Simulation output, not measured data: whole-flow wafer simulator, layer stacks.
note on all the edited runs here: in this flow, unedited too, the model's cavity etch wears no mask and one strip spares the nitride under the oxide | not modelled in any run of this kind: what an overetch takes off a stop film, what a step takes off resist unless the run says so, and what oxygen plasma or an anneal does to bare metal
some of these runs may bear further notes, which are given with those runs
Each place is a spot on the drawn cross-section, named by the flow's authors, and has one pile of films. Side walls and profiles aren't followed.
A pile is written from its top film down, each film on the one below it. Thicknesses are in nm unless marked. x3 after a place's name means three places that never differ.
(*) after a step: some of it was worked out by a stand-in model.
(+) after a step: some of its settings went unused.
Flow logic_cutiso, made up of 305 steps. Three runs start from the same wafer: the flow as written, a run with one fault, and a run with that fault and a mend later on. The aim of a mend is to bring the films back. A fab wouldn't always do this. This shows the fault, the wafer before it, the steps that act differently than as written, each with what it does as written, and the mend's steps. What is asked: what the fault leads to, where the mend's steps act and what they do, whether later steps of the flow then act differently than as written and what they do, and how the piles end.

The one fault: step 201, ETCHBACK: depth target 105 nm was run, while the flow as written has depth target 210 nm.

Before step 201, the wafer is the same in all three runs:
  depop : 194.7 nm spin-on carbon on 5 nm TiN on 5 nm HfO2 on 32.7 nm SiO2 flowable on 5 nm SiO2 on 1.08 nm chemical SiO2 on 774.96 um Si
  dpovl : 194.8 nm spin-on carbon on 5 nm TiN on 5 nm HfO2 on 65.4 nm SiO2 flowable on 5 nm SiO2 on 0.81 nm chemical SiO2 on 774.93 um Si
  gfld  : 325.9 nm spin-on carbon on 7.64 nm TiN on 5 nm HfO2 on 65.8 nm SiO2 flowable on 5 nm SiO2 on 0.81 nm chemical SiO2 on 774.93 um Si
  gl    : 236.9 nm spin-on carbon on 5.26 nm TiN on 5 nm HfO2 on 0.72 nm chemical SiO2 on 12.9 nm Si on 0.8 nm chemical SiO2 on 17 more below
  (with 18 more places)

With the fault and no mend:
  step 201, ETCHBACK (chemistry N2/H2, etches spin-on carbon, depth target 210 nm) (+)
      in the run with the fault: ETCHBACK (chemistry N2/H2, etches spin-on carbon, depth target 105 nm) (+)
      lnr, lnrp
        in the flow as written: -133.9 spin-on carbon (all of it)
        in the run with the fault: -105 spin-on carbon
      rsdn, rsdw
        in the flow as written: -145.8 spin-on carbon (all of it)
        in the run with the fault: -105 spin-on carbon
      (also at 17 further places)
  Steps later in the flow that act otherwise than as written (1 more step, not shown, differs only slightly: by at most 2% or 0.5 nm, whichever is larger):
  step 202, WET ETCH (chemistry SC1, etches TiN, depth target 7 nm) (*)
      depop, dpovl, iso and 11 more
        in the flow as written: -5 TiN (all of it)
        in the run with the fault: -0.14 spin-on carbon
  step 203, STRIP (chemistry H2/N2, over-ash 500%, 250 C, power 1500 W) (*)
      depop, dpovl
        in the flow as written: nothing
        in the run with the fault: -89.6 spin-on carbon (all of it)
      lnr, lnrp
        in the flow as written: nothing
        in the run with the fault: -28.8 spin-on carbon (all of it)
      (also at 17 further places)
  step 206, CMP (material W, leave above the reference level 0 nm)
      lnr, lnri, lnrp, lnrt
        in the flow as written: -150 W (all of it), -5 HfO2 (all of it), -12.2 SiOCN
        in the run with the fault: -150 W (all of it), -5 TiN (all of it), -5 HfO2 (all of it), -12.2 SiOCN
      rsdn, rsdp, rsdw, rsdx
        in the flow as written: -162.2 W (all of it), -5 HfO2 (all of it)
        in the run with the fault: -162.2 W (all of it), -5 TiN (all of it), -5 HfO2 (all of it)
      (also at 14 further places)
  At depop, dpovl, isow, nsgap, the piles at the end differ from the flow's by more than 2% or 0.5 nm, whichever is larger.
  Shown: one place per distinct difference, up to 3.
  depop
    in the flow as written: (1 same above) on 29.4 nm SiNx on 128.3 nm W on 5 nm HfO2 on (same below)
    in the run with the fault: (1 same above) on 29.4 nm SiNx on 123.3 nm W on 5 nm TiN on 5 nm HfO2 on (same below)

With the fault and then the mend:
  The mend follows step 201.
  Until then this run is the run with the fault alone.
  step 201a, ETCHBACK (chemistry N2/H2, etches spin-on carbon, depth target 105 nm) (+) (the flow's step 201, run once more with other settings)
      gfld, gl, glp, gxf, gxn, gxp, tap
        -105 spin-on carbon
      lnr, lnrp
        -28.9 spin-on carbon (all of it)
      rsdn, rsdw
        -40.8 spin-on carbon (all of it)
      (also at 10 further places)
  Later steps of the flow that are run all act as written at every place that is followed.
  At every place that both follow, the piles at the end match the flow's.
